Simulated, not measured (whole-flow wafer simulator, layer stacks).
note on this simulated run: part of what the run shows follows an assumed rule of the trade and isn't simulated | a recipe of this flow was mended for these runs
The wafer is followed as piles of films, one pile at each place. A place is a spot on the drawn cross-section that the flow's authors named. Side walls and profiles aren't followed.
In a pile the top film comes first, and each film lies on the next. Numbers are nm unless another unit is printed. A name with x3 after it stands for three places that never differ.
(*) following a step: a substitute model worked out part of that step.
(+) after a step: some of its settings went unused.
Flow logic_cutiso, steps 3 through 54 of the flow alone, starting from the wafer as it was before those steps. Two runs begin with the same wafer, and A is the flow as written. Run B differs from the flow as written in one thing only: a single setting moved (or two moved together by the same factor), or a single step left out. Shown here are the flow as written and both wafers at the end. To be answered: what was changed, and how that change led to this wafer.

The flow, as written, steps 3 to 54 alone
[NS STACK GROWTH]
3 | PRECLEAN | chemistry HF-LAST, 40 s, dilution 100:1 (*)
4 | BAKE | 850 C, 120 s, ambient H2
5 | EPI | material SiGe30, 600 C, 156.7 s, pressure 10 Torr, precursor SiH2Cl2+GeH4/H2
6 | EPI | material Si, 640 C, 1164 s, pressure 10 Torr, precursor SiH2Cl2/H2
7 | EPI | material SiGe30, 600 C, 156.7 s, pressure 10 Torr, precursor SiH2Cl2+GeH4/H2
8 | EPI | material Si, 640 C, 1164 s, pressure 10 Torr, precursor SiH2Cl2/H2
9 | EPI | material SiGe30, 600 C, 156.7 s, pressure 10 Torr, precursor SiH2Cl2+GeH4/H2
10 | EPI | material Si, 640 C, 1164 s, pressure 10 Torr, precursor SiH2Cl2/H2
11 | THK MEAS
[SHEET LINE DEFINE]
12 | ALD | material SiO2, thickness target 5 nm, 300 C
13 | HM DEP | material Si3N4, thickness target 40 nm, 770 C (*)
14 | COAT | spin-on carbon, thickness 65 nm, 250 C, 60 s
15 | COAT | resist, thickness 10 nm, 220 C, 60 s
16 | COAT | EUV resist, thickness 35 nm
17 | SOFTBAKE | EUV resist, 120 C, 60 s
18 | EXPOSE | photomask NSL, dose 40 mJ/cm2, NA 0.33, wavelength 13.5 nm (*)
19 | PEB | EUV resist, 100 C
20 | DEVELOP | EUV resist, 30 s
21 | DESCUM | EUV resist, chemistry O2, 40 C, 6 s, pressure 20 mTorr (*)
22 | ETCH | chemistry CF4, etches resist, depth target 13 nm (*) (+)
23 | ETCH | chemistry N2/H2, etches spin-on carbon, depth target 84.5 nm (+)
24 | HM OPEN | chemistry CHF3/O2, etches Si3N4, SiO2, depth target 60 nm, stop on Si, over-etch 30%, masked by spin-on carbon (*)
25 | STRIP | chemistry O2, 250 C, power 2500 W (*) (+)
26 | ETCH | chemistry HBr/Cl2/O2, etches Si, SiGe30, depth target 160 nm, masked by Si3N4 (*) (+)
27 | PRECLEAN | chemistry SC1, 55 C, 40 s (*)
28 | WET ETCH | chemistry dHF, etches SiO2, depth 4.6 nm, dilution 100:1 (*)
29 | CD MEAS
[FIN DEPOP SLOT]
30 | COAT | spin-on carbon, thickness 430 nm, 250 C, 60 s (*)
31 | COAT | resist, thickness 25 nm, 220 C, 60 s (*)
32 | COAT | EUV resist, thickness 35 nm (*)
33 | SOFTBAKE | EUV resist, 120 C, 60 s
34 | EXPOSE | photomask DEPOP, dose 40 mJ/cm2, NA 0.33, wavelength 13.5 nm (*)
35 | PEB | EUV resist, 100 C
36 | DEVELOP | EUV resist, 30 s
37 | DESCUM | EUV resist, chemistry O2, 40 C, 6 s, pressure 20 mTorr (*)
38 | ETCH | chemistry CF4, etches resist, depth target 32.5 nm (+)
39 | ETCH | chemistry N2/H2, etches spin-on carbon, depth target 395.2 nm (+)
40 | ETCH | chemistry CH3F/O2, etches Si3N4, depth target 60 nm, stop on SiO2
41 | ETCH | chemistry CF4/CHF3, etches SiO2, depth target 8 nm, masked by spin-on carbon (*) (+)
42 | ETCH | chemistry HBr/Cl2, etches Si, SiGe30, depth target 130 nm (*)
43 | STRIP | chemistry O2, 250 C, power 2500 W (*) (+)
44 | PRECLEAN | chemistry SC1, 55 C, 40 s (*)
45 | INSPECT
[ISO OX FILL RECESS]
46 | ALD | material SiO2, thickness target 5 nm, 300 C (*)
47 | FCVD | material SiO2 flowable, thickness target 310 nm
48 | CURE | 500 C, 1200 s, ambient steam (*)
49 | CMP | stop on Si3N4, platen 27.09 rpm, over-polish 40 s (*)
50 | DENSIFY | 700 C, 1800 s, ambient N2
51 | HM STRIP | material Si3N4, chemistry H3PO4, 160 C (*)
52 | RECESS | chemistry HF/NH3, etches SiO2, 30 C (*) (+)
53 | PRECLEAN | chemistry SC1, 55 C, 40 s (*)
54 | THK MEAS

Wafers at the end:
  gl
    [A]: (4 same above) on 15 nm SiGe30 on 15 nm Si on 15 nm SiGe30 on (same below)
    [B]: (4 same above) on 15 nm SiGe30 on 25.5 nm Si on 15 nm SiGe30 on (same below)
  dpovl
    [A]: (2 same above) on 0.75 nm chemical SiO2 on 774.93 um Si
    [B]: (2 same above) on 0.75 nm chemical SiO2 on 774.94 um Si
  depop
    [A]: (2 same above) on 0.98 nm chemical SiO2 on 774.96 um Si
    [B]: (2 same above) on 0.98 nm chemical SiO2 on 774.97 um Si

Cause: step 6, EPI: 652 C was run, whereas the flow has 640 C.

The path from the change to this, step by step:
  6 | EPI | material Si, 640 C, 1164 s, pressure 10 Torr, precursor SiH2Cl2/H2
      depop, dpovl, gfld and 19 more: A Si gains 15 (new film) | B Si gains 25.5 (new film)
  26 | ETCH | chemistry HBr/Cl2/O2, etches Si, SiGe30, depth target 160 nm, masked by Si3N4 (*) (+)
      dpovl, gfld, gxf, iso, isow, lnri, nsgap: A chemical SiO2 loses 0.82 (all of it), Si loses 12 (all of it), SiGe30 loses 15 (all of it), Si loses 15 (all of it), SiGe30 loses 15 (all of it), Si loses 15 (all of it), SiGe30 loses 15 (all of it), Si loses 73 | B chemical SiO2 loses 0.82 (all of it), Si loses 12 (all of it), SiGe30 loses 15 (all of it), Si loses 15 (all of it), SiGe30 loses 15 (all of it), Si loses 25.5 (all of it), SiGe30 loses 15 (all of it), Si loses 62.5
  42 | ETCH | chemistry HBr/Cl2, etches Si, SiGe30, depth target 130 nm (*)
      depop: A Si loses 13.8 (all of it), SiGe30 loses 15 (all of it), Si loses 15 (all of it), SiGe30 loses 15 (all of it), Si loses 15 (all of it), SiGe30 loses 15 (all of it), Si loses 41.2 | B Si loses 13.8 (all of it), SiGe30 loses 15 (all of it), Si loses 15 (all of it), SiGe30 loses 15 (all of it), Si loses 25.5 (all of it), SiGe30 loses 15 (all of it), Si loses 30.7
